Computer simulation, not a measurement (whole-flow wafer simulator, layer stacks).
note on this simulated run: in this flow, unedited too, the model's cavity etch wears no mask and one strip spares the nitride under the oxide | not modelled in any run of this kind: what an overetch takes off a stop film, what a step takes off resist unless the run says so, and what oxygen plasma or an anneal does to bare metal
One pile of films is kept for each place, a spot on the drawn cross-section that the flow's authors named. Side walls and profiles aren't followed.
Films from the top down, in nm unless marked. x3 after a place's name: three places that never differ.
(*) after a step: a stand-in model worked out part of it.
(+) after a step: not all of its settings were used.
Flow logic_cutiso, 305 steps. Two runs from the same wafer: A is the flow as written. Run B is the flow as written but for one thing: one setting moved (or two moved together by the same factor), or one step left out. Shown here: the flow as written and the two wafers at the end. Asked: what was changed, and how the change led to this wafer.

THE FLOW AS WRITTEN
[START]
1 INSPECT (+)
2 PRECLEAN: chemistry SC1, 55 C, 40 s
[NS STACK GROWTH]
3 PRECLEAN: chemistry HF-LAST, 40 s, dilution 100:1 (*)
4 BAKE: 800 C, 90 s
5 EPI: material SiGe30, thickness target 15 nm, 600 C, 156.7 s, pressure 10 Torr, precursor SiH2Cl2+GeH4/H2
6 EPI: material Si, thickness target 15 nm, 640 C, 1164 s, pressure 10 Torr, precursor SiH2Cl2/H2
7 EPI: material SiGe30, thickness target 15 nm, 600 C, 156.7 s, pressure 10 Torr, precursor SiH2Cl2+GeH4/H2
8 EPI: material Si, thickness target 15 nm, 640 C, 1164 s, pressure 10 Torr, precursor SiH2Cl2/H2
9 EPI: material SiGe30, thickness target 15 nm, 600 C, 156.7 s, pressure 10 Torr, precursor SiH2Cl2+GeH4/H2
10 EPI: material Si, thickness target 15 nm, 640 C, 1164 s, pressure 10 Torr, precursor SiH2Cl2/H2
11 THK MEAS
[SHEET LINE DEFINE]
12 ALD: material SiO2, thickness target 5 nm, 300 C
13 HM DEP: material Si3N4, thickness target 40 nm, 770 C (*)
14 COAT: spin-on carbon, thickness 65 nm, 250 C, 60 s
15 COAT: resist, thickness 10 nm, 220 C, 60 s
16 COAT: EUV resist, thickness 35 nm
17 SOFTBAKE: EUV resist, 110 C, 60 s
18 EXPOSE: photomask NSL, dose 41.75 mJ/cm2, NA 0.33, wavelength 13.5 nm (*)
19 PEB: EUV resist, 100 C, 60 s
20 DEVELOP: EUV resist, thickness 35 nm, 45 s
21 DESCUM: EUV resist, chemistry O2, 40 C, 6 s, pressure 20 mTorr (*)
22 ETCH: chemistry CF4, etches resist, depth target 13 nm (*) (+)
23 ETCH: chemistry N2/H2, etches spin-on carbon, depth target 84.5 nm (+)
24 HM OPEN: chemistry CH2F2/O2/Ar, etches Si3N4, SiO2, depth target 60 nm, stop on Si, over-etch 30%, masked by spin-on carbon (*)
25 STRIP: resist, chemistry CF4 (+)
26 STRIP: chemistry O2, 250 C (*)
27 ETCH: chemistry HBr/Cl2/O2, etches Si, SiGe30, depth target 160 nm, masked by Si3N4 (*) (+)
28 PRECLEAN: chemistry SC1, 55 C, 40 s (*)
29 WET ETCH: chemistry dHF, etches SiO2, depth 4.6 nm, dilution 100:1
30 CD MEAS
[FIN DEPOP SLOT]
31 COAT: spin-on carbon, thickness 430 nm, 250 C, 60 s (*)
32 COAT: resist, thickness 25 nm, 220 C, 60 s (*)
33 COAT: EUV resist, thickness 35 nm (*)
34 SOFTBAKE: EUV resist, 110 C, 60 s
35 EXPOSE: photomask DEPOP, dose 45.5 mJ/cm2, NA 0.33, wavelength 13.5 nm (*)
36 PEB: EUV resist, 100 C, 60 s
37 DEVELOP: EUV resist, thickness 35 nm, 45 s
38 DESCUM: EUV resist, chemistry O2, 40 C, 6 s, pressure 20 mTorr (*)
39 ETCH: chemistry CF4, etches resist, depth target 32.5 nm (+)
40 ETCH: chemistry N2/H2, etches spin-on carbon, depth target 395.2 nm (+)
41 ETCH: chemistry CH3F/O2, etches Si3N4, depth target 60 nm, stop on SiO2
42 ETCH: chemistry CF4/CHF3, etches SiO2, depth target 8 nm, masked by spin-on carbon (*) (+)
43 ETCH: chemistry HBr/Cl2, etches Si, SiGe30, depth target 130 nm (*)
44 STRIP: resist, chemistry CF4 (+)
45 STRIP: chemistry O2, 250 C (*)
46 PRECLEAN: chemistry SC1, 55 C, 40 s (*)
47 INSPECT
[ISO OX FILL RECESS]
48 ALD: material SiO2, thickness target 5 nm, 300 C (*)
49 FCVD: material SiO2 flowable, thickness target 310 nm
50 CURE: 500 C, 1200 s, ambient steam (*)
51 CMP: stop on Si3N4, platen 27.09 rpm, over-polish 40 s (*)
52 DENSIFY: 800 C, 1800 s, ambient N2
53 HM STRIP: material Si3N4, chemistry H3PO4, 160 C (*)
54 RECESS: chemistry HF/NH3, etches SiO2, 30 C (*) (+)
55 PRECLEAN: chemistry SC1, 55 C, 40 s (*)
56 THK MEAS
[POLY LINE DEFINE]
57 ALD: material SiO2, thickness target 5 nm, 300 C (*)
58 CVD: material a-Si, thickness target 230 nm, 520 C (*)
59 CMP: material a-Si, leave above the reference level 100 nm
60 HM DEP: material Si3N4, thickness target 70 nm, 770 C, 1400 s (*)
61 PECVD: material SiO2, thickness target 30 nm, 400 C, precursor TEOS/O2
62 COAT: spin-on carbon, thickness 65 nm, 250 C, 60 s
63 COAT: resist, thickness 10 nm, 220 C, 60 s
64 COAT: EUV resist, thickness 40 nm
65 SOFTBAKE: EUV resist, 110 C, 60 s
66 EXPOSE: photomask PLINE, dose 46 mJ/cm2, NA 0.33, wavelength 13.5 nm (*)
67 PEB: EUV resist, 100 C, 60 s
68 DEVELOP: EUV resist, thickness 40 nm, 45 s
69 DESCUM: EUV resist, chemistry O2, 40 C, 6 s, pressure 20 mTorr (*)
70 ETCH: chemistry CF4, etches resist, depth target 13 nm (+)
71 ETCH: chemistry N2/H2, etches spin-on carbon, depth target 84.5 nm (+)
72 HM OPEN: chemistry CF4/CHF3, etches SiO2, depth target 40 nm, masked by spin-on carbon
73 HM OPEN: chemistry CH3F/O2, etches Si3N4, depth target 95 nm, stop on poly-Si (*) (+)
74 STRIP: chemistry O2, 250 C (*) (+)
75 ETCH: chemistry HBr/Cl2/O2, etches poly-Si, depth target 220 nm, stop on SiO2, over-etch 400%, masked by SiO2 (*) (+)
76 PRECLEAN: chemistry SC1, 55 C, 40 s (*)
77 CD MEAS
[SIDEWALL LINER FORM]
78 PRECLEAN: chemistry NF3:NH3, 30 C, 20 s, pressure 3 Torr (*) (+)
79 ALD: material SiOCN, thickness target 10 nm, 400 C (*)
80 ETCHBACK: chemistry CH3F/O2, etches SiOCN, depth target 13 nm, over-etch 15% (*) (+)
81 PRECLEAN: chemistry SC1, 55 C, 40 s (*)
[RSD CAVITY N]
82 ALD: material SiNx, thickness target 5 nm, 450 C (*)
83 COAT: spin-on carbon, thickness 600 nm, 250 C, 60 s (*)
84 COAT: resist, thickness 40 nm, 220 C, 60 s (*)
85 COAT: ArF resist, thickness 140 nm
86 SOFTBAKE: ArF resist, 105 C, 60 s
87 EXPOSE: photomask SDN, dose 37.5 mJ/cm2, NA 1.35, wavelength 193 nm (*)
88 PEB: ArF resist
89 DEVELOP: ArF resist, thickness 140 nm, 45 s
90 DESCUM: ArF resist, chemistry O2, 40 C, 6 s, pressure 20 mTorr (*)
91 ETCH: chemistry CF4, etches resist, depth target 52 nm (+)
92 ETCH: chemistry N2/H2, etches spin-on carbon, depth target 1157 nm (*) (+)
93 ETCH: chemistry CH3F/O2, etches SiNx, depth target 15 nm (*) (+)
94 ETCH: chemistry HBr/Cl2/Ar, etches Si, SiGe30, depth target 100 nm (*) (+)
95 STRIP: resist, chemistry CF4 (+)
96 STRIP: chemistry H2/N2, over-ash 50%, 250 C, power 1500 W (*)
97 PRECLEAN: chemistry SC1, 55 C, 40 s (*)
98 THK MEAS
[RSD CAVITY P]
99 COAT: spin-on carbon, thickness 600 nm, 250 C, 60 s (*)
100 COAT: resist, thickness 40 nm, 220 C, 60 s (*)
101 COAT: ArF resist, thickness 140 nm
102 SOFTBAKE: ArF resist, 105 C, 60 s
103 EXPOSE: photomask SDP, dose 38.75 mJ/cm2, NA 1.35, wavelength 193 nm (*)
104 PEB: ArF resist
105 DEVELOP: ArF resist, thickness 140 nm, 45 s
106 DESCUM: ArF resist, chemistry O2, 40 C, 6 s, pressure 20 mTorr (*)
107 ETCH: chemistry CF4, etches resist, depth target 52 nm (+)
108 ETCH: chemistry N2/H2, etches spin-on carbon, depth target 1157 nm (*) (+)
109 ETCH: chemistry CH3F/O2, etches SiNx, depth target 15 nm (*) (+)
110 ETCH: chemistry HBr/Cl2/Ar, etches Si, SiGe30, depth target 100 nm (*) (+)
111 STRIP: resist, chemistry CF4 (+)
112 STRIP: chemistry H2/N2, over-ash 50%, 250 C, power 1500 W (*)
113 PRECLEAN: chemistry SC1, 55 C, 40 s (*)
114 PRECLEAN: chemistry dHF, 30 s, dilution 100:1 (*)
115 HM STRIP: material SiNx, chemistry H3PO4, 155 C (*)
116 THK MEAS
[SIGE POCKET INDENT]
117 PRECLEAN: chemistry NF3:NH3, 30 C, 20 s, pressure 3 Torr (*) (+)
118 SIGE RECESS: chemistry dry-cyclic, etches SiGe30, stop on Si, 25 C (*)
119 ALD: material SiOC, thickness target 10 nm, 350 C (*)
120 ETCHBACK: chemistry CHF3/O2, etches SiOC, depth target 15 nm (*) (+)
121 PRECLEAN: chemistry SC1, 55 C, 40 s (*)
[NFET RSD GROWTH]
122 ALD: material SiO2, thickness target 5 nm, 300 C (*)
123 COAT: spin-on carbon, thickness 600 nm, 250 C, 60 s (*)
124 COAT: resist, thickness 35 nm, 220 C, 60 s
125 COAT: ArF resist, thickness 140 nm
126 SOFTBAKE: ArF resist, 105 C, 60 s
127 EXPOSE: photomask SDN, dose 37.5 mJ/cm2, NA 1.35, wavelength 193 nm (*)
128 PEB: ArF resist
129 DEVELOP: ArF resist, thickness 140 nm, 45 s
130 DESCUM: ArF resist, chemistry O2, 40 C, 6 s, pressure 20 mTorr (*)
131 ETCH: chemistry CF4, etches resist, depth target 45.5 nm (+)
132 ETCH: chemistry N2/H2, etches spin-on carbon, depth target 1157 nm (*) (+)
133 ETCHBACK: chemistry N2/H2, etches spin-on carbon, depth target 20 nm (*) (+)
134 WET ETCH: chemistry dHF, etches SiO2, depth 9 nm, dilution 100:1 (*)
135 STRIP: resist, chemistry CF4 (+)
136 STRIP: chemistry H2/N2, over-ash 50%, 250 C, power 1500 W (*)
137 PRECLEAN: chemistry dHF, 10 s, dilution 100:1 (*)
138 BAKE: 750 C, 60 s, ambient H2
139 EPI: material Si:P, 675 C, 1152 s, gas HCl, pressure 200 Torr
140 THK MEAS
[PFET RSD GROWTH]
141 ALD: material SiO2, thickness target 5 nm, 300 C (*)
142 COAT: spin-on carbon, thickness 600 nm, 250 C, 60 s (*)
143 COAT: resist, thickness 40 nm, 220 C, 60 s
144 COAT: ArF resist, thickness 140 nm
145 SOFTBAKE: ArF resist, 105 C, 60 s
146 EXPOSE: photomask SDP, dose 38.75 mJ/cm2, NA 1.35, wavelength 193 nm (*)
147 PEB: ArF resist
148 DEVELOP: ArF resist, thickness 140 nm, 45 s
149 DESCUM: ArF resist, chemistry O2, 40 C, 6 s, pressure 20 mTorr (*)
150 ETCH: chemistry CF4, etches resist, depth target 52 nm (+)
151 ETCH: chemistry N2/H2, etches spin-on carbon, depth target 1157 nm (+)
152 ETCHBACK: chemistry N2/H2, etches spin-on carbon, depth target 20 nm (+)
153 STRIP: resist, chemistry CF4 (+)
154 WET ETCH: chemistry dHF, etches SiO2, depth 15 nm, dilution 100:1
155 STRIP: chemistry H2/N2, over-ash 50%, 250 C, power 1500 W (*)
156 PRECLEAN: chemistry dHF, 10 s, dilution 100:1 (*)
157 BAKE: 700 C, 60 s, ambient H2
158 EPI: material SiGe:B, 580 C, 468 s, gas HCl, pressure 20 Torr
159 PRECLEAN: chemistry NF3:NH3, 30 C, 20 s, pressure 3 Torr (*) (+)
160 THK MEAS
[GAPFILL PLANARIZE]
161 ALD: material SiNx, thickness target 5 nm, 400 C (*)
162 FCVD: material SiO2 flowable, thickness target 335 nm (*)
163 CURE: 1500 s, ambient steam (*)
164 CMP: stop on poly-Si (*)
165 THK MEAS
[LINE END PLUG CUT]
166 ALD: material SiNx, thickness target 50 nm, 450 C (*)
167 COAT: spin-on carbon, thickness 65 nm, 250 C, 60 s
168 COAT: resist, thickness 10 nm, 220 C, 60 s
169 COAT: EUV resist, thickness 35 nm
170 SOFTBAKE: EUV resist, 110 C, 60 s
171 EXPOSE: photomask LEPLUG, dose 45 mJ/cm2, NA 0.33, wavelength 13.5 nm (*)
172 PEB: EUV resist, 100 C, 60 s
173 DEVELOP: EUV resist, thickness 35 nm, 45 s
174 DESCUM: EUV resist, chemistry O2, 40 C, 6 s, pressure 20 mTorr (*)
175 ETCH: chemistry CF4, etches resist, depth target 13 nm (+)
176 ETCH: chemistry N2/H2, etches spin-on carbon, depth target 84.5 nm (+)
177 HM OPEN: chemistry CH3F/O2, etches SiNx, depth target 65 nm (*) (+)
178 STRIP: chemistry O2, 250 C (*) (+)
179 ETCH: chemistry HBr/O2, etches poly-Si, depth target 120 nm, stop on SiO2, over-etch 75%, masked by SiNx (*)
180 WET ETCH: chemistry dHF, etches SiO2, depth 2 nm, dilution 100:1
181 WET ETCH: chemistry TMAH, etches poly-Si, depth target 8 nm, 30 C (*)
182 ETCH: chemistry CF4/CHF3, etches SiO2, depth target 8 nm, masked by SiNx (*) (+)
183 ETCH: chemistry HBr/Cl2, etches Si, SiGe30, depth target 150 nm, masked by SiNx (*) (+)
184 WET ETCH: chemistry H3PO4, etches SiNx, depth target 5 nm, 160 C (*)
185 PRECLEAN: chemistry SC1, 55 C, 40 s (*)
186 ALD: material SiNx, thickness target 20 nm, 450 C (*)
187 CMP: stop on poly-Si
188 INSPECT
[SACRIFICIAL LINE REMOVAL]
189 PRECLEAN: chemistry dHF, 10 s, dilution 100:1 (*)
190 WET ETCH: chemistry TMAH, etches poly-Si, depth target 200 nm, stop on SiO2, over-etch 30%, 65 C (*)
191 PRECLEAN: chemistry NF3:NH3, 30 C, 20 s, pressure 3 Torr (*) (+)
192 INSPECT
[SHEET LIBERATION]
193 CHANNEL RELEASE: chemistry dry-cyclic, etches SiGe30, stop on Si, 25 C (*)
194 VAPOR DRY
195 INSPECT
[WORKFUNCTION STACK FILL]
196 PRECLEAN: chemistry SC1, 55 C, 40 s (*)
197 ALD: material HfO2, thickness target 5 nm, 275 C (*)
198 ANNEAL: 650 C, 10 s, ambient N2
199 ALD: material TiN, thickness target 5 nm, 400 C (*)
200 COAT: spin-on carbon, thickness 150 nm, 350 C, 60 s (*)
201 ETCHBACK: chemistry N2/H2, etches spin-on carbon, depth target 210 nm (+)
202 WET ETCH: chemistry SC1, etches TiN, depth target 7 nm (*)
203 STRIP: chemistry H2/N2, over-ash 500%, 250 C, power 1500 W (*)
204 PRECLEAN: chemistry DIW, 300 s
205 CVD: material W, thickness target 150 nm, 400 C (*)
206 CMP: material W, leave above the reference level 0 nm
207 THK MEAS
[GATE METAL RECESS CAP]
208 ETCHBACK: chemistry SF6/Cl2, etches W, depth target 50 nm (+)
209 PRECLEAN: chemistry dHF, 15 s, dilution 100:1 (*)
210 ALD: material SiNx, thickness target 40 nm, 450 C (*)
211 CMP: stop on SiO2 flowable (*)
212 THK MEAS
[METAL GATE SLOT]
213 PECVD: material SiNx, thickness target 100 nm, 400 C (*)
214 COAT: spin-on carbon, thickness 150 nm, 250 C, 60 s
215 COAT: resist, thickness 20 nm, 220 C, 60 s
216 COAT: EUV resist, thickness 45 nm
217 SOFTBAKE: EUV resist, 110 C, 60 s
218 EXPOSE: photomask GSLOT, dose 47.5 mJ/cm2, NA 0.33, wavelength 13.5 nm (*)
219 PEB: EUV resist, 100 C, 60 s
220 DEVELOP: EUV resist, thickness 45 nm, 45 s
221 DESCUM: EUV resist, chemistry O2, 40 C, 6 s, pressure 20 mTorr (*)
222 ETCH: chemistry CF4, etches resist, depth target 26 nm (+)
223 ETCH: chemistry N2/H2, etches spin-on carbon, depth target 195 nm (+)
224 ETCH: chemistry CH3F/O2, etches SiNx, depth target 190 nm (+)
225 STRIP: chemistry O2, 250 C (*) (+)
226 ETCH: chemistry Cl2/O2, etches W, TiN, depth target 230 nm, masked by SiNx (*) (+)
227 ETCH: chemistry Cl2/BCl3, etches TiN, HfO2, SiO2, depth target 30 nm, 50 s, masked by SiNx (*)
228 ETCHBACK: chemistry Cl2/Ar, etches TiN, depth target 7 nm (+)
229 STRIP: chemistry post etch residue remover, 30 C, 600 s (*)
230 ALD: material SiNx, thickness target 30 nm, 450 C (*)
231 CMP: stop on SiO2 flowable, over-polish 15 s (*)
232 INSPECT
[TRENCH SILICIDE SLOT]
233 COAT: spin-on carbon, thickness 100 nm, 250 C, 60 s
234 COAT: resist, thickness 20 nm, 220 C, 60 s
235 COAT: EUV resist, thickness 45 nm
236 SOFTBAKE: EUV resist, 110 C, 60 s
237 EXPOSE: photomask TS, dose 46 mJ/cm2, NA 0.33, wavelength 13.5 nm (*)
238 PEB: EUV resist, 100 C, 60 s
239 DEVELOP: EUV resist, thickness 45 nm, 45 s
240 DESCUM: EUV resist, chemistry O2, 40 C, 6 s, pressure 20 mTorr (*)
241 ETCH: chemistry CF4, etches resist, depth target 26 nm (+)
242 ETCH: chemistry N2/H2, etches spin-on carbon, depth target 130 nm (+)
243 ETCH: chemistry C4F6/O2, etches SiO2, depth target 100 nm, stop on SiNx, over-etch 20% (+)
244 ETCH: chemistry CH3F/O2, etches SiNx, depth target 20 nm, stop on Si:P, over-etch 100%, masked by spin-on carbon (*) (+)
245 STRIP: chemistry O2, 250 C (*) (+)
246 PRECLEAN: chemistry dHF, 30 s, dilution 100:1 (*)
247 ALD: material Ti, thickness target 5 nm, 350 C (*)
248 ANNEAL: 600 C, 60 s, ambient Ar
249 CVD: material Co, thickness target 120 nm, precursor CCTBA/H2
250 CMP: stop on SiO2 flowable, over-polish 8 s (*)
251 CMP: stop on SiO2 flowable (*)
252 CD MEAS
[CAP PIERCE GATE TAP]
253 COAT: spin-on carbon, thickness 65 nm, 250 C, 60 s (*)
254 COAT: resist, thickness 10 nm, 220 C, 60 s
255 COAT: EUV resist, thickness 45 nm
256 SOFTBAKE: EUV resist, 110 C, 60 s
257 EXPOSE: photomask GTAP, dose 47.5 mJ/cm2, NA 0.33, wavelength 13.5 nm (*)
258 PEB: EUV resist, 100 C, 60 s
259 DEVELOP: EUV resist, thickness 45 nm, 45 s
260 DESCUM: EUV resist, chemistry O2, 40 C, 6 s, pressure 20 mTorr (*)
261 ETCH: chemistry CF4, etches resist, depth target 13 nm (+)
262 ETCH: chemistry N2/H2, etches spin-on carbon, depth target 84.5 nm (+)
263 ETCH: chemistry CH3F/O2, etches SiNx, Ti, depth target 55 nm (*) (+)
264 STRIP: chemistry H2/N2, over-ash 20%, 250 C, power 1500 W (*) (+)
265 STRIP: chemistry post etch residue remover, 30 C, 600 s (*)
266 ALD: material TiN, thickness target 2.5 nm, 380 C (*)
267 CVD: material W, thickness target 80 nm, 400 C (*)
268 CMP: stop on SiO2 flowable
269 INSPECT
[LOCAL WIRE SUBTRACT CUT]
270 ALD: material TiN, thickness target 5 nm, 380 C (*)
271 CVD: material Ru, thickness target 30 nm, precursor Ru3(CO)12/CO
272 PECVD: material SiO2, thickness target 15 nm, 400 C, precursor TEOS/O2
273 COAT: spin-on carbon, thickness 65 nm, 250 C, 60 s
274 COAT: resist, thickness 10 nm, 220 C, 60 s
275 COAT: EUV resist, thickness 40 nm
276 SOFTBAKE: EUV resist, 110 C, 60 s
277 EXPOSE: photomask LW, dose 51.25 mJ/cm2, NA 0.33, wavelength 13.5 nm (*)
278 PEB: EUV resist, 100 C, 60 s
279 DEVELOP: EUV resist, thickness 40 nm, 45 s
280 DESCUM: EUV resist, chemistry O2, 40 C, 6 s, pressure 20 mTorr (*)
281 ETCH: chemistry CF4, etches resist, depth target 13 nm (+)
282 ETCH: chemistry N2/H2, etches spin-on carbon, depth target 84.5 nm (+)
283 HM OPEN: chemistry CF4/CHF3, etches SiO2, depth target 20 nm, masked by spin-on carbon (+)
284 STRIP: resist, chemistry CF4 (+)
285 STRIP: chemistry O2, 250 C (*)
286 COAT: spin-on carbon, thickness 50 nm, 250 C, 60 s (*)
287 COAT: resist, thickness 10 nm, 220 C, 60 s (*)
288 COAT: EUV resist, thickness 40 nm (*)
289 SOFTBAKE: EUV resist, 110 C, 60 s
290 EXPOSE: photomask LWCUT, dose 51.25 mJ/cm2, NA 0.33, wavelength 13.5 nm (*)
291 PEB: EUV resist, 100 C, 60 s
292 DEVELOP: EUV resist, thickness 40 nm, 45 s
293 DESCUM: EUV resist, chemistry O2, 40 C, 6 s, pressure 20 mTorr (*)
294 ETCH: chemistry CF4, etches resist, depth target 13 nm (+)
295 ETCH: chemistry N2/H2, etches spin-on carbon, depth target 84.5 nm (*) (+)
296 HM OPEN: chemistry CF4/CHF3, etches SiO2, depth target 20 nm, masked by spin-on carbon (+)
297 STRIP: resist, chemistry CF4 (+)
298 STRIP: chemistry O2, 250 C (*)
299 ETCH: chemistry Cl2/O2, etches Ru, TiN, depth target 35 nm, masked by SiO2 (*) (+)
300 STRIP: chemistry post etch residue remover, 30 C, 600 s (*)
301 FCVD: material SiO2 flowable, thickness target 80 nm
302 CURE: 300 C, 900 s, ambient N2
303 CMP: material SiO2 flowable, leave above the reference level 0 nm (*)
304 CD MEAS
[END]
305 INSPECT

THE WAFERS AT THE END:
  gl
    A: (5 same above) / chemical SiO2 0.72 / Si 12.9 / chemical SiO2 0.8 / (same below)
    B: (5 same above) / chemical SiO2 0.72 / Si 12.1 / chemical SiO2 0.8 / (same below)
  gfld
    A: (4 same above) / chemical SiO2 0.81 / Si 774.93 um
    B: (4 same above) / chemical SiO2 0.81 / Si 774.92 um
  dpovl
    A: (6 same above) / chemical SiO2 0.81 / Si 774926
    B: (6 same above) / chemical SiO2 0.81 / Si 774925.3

The cause: step 10, EPI: 1106 s was run, where the flow has 1164 s.

How the change led to this, step by step:
  10 EPI: material Si, thickness target 15 nm, 640 C, 1164 s, pressure 10 Torr, precursor SiH2Cl2/H2
      depop, dpovl, gfld and 19 more: A Si +15 (new film) | B Si +14.3 (new film)
  27 ETCH: chemistry HBr/Cl2/O2, etches Si, SiGe30, depth target 160 nm, masked by Si3N4 (*) (+)
      gfld, gxf, iso, lnri: A chemical SiO2 -0.79 (all of it), Si -11.4 (all of it), SiGe30 -15 (all of it), Si -15 (all of it), SiGe30 -15 (all of it), Si -15 (all of it), SiGe30 -15 (all of it), Si -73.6 | B chemical SiO2 -0.79 (all of it), Si -10.6 (all of it), SiGe30 -15 (all of it), Si -15 (all of it), SiGe30 -15 (all of it), Si -15 (all of it), SiGe30 -15 (all of it), Si -74.4
      dpovl, nsgap: A chemical SiO2 -0.79 (all of it), Si -11.8 (all of it), SiGe30 -15 (all of it), Si -15 (all of it), SiGe30 -15 (all of it), Si -15 (all of it), SiGe30 -15 (all of it), Si -73.2 | B chemical SiO2 -0.79 (all of it), Si -11 (all of it), SiGe30 -15 (all of it), Si -15 (all of it), SiGe30 -15 (all of it), Si -15 (all of it), SiGe30 -15 (all of it), Si -74
      (and at 1 more place)
  43 ETCH: chemistry HBr/Cl2, etches Si, SiGe30, depth target 130 nm (*)
      depop: A Si -14 (all of it), SiGe30 -15 (all of it), Si -15 (all of it), SiGe30 -15 (all of it), Si -15 (all of it), SiGe30 -15 (all of it), Si -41 | B Si -13.3 (all of it), SiGe30 -15 (all of it), Si -15 (all of it), SiGe30 -15 (all of it), Si -15 (all of it), SiGe30 -15 (all of it), Si -41.7
  94 ETCH: chemistry HBr/Cl2/Ar, etches Si, SiGe30, depth target 100 nm (*) (+)
      rsdn, rsdx: A chemical SiO2 -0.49 (all of it), Si -12.8 (all of it), SiGe30 -15 (all of it), Si -15 (all of it), SiGe30 -15 (all of it), Si -15 (all of it), SiGe30 -15 (all of it), Si -12.2 | B chemical SiO2 -0.49 (all of it), Si -12.1 (all of it), SiGe30 -15 (all of it), Si -15 (all of it), SiGe30 -15 (all of it), Si -15 (all of it), SiGe30 -15 (all of it), Si -12.9
  110 ETCH: chemistry HBr/Cl2/Ar, etches Si, SiGe30, depth target 100 nm (*) (+)
      rsdp, rsdw: A chemical SiO2 -0.49 (all of it), Si -12.8 (all of it), SiGe30 -15 (all of it), Si -15 (all of it), SiGe30 -15 (all of it), Si -15 (all of it), SiGe30 -15 (all of it), Si -12.2 | B chemical SiO2 -0.49 (all of it), Si -12.1 (all of it), SiGe30 -15 (all of it), Si -15 (all of it), SiGe30 -15 (all of it), Si -15 (all of it), SiGe30 -15 (all of it), Si -12.9
  183 ETCH: chemistry HBr/Cl2, etches Si, SiGe30, depth target 150 nm, masked by SiNx (*) (+)
      plug: A Si -13.6 (all of it), SiGe30 -15 (all of it), Si -15 (all of it), SiGe30 -15 (all of it), Si -15 (all of it), SiGe30 -15 (all of it), Si -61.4 | B Si -12.8 (all of it), SiGe30 -15 (all of it), Si -15 (all of it), SiGe30 -15 (all of it), Si -15 (all of it), SiGe30 -15 (all of it), Si -62.2
